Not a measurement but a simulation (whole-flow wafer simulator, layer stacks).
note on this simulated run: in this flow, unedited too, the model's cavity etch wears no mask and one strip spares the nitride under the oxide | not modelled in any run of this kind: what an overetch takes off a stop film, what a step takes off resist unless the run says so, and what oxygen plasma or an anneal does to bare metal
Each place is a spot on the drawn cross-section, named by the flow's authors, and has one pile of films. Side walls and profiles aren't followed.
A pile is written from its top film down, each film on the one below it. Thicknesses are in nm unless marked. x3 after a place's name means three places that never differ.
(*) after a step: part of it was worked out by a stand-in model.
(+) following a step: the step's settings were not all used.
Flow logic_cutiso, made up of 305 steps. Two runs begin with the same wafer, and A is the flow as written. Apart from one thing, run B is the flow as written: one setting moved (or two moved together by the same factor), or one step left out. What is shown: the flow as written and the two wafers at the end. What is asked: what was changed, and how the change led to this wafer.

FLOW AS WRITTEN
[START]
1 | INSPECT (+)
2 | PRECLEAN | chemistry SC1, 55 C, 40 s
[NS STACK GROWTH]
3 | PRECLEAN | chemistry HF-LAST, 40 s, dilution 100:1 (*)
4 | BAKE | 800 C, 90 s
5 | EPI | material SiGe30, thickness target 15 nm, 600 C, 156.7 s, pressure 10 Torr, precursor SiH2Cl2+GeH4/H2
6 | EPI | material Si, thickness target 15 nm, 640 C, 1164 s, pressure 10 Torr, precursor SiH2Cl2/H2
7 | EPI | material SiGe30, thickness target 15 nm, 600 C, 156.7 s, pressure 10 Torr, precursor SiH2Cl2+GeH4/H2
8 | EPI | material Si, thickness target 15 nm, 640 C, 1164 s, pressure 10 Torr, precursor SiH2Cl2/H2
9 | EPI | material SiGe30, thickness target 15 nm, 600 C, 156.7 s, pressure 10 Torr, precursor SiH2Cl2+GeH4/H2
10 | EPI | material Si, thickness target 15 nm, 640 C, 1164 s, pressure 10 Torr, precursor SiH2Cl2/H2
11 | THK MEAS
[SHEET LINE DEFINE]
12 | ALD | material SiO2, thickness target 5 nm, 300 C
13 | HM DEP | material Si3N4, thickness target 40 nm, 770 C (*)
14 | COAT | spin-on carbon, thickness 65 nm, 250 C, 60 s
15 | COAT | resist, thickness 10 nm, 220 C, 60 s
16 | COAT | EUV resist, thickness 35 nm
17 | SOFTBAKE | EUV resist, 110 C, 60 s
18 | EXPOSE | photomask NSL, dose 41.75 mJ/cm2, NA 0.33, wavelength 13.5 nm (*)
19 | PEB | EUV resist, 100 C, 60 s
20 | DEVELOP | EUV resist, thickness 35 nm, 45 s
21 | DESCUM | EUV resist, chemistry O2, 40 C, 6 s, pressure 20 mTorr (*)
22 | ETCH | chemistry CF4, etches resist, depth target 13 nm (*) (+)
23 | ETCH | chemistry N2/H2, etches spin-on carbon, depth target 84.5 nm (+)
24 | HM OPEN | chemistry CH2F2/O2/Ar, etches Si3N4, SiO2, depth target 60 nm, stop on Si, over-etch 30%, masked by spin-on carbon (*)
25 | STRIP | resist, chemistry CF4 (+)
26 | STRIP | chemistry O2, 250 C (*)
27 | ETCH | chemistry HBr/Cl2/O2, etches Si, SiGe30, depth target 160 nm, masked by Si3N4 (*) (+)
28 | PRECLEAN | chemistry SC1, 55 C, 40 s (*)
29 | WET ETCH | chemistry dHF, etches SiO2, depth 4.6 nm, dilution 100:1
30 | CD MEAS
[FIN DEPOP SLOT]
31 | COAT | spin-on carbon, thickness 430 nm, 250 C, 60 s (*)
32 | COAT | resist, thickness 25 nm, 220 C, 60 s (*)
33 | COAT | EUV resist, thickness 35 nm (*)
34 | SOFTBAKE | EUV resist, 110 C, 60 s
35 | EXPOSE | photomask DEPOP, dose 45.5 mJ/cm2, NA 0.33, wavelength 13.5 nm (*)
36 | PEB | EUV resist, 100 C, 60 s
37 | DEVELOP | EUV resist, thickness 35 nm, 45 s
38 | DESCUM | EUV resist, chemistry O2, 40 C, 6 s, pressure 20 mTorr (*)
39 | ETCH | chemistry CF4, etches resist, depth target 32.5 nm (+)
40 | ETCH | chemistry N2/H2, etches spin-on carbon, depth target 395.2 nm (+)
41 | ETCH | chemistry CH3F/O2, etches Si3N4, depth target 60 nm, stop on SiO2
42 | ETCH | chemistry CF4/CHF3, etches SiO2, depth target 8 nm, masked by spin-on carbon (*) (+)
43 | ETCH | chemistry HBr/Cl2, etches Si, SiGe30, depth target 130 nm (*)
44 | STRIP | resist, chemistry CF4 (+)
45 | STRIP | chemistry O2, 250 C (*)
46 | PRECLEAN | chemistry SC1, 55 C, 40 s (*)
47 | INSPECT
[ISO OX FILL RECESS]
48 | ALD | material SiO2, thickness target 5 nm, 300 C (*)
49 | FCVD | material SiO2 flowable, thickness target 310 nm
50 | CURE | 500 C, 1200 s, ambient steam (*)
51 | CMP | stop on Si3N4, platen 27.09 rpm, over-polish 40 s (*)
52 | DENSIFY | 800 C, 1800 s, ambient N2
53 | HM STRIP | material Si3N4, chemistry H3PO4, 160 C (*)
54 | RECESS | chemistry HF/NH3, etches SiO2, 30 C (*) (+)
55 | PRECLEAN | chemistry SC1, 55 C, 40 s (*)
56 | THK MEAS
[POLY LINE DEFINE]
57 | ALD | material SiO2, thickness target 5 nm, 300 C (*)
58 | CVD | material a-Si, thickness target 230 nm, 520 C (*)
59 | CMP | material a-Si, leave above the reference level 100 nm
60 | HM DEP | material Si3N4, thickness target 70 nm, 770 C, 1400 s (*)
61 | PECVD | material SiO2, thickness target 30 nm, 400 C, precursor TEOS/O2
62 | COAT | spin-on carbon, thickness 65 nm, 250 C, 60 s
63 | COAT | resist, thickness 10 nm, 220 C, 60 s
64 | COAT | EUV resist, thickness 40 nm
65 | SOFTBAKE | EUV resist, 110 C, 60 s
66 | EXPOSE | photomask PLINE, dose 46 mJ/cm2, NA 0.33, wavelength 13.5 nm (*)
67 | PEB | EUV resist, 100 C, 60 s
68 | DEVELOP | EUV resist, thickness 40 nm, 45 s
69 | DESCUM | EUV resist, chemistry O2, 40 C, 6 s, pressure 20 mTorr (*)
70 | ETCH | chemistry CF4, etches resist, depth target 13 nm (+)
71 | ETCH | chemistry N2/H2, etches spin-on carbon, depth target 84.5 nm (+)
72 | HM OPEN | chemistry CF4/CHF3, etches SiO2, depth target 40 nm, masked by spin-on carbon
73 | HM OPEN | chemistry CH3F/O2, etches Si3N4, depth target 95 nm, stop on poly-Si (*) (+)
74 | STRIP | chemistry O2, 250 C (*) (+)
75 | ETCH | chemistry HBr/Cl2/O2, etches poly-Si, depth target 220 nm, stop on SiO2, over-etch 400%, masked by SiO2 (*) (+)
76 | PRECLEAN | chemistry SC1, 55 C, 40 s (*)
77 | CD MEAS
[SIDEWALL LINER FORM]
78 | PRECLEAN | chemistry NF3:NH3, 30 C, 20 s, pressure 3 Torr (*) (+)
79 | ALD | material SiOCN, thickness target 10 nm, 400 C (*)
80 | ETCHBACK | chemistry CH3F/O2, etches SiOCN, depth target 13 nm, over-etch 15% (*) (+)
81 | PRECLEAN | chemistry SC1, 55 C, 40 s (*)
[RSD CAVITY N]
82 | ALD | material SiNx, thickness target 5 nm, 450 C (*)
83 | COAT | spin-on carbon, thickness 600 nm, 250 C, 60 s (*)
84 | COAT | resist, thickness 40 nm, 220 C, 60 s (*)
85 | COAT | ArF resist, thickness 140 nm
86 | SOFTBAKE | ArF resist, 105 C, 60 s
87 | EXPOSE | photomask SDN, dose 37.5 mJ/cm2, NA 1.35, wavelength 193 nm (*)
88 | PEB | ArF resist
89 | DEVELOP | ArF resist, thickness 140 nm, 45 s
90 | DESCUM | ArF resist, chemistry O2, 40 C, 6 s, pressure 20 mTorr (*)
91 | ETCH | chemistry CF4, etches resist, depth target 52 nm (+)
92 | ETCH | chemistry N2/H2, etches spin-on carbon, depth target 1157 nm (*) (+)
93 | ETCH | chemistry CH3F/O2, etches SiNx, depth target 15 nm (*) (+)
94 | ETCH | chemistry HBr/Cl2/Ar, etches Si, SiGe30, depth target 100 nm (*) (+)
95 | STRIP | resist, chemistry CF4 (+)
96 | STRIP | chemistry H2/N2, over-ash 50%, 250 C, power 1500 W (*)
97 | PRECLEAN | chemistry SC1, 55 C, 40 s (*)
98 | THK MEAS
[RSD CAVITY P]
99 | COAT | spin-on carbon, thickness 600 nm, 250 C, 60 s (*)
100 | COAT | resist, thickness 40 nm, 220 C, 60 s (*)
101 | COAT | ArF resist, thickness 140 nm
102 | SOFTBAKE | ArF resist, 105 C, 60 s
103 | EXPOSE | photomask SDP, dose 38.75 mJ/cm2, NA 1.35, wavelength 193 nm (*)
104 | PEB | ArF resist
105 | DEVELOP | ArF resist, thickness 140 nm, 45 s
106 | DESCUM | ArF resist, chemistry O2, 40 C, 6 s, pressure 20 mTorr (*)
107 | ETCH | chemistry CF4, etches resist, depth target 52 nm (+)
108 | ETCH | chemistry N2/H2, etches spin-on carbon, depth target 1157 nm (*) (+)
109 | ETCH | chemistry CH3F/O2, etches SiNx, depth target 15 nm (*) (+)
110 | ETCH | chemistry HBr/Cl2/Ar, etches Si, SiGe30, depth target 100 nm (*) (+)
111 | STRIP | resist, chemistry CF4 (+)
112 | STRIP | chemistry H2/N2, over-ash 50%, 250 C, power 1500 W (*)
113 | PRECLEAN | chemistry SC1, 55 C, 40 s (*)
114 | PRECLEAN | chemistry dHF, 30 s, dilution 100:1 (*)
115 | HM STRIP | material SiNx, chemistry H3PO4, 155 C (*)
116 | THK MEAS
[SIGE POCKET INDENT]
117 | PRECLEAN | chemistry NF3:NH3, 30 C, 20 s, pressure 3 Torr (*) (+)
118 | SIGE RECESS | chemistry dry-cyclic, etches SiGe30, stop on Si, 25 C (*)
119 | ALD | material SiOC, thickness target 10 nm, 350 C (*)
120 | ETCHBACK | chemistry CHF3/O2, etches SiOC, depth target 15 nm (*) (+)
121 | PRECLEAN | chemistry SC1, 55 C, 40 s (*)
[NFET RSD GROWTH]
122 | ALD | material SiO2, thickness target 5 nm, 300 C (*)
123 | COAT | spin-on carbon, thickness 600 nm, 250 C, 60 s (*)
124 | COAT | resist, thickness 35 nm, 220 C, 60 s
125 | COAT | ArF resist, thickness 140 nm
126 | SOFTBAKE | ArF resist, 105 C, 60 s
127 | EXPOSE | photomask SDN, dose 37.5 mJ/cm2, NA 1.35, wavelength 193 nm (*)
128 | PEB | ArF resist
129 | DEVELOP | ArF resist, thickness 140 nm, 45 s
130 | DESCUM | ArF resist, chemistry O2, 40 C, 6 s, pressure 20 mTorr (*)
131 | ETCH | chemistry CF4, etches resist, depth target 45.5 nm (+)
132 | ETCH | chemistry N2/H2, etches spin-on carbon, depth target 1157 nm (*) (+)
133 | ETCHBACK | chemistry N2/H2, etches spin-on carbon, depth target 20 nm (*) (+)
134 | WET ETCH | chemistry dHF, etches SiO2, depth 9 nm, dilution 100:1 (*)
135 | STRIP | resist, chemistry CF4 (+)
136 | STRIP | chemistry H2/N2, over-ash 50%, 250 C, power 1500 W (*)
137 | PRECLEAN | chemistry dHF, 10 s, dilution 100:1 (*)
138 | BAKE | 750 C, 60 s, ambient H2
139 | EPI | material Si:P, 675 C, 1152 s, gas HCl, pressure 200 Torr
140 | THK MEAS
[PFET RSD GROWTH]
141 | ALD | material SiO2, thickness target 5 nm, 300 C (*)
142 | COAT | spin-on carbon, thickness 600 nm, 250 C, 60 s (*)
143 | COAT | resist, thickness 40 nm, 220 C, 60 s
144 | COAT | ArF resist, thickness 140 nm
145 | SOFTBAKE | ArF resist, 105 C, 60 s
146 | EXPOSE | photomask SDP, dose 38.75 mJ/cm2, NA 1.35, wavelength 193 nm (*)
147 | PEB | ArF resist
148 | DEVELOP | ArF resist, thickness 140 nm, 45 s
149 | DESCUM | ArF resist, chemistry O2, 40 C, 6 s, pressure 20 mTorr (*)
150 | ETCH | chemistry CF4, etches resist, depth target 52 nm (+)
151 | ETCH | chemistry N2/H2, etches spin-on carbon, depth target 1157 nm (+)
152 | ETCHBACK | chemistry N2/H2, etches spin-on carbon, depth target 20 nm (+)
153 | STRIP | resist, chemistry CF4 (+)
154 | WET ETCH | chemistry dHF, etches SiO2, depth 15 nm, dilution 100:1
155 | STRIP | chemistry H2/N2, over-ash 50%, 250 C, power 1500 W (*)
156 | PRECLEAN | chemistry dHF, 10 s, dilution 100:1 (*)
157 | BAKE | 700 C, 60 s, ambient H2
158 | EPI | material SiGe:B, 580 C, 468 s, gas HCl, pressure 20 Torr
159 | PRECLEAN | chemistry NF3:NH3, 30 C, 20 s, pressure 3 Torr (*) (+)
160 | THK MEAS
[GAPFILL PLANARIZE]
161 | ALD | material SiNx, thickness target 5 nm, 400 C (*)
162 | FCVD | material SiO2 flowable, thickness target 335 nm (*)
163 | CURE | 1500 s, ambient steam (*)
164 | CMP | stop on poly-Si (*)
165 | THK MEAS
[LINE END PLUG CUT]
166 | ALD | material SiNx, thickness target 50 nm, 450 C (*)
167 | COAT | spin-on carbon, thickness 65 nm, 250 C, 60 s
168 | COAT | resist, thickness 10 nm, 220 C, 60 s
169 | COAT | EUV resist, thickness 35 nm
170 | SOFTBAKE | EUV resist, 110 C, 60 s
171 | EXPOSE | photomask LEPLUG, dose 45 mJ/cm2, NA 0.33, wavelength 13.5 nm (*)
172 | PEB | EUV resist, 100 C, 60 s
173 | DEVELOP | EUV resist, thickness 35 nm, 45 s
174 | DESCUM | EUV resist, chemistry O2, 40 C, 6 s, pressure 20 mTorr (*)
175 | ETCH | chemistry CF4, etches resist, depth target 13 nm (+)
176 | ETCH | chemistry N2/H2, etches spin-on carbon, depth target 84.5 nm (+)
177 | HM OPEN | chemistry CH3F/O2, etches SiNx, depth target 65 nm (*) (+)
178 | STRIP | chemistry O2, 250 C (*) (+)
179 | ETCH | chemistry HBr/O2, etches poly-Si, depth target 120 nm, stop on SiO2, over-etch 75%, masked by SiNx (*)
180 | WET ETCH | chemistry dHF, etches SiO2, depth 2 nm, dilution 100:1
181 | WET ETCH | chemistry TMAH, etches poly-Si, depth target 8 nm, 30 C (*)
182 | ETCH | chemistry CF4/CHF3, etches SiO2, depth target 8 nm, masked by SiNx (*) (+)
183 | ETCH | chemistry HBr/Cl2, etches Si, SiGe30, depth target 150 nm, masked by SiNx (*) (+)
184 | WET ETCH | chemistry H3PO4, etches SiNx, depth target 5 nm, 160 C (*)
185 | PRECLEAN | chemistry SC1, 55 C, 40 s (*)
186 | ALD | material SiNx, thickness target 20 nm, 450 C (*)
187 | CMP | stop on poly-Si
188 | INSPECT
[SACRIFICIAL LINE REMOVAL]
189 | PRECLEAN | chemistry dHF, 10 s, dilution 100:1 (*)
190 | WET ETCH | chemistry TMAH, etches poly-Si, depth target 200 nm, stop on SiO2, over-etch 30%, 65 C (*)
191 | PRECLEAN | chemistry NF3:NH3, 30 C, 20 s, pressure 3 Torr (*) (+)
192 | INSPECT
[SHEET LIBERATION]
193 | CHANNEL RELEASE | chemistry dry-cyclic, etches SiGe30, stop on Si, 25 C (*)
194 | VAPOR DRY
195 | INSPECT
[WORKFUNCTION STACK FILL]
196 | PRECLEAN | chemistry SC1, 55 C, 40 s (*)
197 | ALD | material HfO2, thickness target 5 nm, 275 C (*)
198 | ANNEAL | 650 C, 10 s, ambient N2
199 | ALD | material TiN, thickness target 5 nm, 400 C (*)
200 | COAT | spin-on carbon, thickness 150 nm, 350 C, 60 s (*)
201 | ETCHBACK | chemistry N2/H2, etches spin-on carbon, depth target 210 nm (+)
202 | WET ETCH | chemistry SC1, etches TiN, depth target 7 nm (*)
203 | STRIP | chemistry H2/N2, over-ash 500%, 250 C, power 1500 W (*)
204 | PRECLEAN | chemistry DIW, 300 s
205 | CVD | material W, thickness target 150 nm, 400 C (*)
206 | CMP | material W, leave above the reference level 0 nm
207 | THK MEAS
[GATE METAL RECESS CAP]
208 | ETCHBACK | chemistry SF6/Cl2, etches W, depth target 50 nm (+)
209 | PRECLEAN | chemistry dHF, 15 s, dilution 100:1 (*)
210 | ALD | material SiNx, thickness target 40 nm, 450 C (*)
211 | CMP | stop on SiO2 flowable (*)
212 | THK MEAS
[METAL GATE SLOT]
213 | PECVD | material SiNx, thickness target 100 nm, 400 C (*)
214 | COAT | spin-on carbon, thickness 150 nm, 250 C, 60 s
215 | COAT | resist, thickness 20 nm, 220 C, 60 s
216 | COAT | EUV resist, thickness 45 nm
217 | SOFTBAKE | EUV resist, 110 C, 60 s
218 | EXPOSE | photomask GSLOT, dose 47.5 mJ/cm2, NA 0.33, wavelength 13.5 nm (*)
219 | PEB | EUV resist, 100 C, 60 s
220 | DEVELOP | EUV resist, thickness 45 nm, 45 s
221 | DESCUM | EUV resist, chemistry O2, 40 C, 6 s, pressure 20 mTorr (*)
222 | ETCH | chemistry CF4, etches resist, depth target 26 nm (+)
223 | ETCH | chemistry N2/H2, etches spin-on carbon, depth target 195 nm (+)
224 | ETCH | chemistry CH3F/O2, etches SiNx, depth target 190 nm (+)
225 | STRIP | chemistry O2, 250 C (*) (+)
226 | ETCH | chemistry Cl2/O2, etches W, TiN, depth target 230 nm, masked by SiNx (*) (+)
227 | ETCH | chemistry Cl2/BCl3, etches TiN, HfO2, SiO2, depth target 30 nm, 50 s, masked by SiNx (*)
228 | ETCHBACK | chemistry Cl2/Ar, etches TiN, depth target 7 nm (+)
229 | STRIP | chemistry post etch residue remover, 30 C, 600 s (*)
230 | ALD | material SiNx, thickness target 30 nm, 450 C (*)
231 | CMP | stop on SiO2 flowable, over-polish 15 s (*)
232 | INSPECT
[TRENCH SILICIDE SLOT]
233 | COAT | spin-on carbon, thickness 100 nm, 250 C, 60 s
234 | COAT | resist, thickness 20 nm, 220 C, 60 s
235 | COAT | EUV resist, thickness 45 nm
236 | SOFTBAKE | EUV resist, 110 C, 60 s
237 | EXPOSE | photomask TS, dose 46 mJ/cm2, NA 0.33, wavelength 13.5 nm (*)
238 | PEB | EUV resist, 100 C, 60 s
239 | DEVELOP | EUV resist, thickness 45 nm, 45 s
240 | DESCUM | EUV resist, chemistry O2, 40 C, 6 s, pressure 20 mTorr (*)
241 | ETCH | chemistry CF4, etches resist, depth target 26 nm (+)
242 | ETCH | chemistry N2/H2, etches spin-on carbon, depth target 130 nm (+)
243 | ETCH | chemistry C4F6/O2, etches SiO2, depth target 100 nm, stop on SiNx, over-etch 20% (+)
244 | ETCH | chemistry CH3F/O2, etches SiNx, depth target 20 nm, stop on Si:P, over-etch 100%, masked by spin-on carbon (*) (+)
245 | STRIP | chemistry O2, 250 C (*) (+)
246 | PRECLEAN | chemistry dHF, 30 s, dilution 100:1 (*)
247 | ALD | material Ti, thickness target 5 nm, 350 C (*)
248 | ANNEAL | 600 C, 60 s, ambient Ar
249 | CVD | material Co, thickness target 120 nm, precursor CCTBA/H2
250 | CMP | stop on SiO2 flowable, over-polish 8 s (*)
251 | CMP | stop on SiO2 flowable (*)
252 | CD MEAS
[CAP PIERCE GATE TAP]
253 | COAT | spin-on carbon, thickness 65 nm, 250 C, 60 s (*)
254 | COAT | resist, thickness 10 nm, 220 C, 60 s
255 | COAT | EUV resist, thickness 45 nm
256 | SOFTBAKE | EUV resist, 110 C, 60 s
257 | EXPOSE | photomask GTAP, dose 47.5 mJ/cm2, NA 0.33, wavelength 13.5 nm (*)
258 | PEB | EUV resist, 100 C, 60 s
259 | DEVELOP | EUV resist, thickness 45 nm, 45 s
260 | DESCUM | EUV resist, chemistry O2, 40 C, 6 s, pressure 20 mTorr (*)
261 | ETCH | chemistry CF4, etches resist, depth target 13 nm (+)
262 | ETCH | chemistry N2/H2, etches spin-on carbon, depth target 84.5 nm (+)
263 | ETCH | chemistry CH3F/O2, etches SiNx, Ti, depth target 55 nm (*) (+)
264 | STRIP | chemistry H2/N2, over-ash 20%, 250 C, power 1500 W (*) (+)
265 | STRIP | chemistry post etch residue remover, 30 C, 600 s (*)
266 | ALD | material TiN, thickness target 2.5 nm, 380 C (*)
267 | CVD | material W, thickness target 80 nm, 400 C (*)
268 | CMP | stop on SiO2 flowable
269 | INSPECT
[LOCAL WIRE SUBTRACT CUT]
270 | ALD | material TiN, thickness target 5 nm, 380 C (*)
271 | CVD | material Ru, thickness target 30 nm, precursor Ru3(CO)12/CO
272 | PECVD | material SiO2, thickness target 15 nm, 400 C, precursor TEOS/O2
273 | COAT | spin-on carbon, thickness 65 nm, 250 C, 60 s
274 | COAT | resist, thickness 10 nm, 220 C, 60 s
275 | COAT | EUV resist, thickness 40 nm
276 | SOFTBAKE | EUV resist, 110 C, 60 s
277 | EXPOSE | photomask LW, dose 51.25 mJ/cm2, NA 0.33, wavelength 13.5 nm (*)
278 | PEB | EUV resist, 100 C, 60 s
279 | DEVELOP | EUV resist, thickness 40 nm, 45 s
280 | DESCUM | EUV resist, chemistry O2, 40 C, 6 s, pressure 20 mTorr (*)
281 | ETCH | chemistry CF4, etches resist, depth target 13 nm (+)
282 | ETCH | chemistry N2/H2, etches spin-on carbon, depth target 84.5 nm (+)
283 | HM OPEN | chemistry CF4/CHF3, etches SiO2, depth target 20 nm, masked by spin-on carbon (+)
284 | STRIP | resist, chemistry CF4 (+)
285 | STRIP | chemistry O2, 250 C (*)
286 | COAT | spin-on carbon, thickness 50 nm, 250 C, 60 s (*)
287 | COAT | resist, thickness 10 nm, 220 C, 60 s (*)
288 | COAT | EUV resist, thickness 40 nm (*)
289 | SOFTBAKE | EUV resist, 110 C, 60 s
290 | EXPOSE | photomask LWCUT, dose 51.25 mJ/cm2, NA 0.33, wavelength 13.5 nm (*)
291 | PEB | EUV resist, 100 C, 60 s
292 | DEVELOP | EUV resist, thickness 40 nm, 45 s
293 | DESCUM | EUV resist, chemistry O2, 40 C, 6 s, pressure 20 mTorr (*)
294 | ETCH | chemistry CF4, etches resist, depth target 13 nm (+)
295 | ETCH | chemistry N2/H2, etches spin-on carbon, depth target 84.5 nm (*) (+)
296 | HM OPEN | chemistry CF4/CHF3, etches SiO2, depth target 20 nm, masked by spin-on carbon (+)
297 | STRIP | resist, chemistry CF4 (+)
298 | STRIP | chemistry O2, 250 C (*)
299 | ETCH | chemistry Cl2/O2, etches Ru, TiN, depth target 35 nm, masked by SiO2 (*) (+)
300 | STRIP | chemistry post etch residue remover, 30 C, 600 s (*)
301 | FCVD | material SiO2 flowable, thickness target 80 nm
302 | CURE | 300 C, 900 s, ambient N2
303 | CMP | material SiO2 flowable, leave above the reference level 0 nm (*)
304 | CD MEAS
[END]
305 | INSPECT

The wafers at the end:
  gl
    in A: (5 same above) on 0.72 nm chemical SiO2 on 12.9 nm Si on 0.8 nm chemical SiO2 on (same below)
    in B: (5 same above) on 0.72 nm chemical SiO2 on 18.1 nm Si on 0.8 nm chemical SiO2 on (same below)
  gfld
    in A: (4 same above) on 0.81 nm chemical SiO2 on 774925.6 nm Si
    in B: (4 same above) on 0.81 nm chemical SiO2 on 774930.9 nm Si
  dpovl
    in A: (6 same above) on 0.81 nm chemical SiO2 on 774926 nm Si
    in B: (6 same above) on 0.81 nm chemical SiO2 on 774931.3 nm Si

Cause: step 10, EPI: 1572 s was run, while the flow as written has 1164 s.

Step by step, how the change led to this:
  10 | EPI | material Si, thickness target 15 nm, 640 C, 1164 s, pressure 10 Torr, precursor SiH2Cl2/H2
      depop, dpovl, gfld and 19 more: A +15 Si (new film) | B +20.3 Si (new film)
  27 | ETCH | chemistry HBr/Cl2/O2, etches Si, SiGe30, depth target 160 nm, masked by Si3N4 (*) (+)
      gfld, gxf, iso, lnri: A -0.79 chemical SiO2 (all of it), -11.4 Si (all of it), -15 SiGe30 (all of it), -15 Si (all of it), -15 SiGe30 (all of it), -15 Si (all of it), -15 SiGe30 (all of it), -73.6 Si | B -0.79 chemical SiO2 (all of it), -16.6 Si (all of it), -15 SiGe30 (all of it), -15 Si (all of it), -15 SiGe30 (all of it), -15 Si (all of it), -15 SiGe30 (all of it), -68.4 Si
      dpovl, nsgap: A -0.79 chemical SiO2 (all of it), -11.8 Si (all of it), -15 SiGe30 (all of it), -15 Si (all of it), -15 SiGe30 (all of it), -15 Si (all of it), -15 SiGe30 (all of it), -73.2 Si | B -0.79 chemical SiO2 (all of it), -17 Si (all of it), -15 SiGe30 (all of it), -15 Si (all of it), -15 SiGe30 (all of it), -15 Si (all of it), -15 SiGe30 (all of it), -68 Si
      (also at 1 further place)
  43 | ETCH | chemistry HBr/Cl2, etches Si, SiGe30, depth target 130 nm (*)
      depop: A -14 Si (all of it), -15 SiGe30 (all of it), -15 Si (all of it), -15 SiGe30 (all of it), -15 Si (all of it), -15 SiGe30 (all of it), -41 Si | B -19.3 Si (all of it), -15 SiGe30 (all of it), -15 Si (all of it), -15 SiGe30 (all of it), -15 Si (all of it), -15 SiGe30 (all of it), -35.7 Si
  94 | ETCH | chemistry HBr/Cl2/Ar, etches Si, SiGe30, depth target 100 nm (*) (+)
      rsdn, rsdx: A -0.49 chemical SiO2 (all of it), -12.8 Si (all of it), -15 SiGe30 (all of it), -15 Si (all of it), -15 SiGe30 (all of it), -15 Si (all of it), -15 SiGe30 (all of it), -12.2 Si | B -0.49 chemical SiO2 (all of it), -18.1 Si (all of it), -15 SiGe30 (all of it), -15 Si (all of it), -15 SiGe30 (all of it), -15 Si (all of it), -15 SiGe30 (all of it), -6.91 Si
  110 | ETCH | chemistry HBr/Cl2/Ar, etches Si, SiGe30, depth target 100 nm (*) (+)
      rsdp, rsdw: A -0.49 chemical SiO2 (all of it), -12.8 Si (all of it), -15 SiGe30 (all of it), -15 Si (all of it), -15 SiGe30 (all of it), -15 Si (all of it), -15 SiGe30 (all of it), -12.2 Si | B -0.49 chemical SiO2 (all of it), -18.1 Si (all of it), -15 SiGe30 (all of it), -15 Si (all of it), -15 SiGe30 (all of it), -15 Si (all of it), -15 SiGe30 (all of it), -6.91 Si
  183 | ETCH | chemistry HBr/Cl2, etches Si, SiGe30, depth target 150 nm, masked by SiNx (*) (+)
      plug: A -13.6 Si (all of it), -15 SiGe30 (all of it), -15 Si (all of it), -15 SiGe30 (all of it), -15 Si (all of it), -15 SiGe30 (all of it), -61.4 Si | B -18.8 Si (all of it), -15 SiGe30 (all of it), -15 Si (all of it), -15 SiGe30 (all of it), -15 Si (all of it), -15 SiGe30 (all of it), -56.2 Si
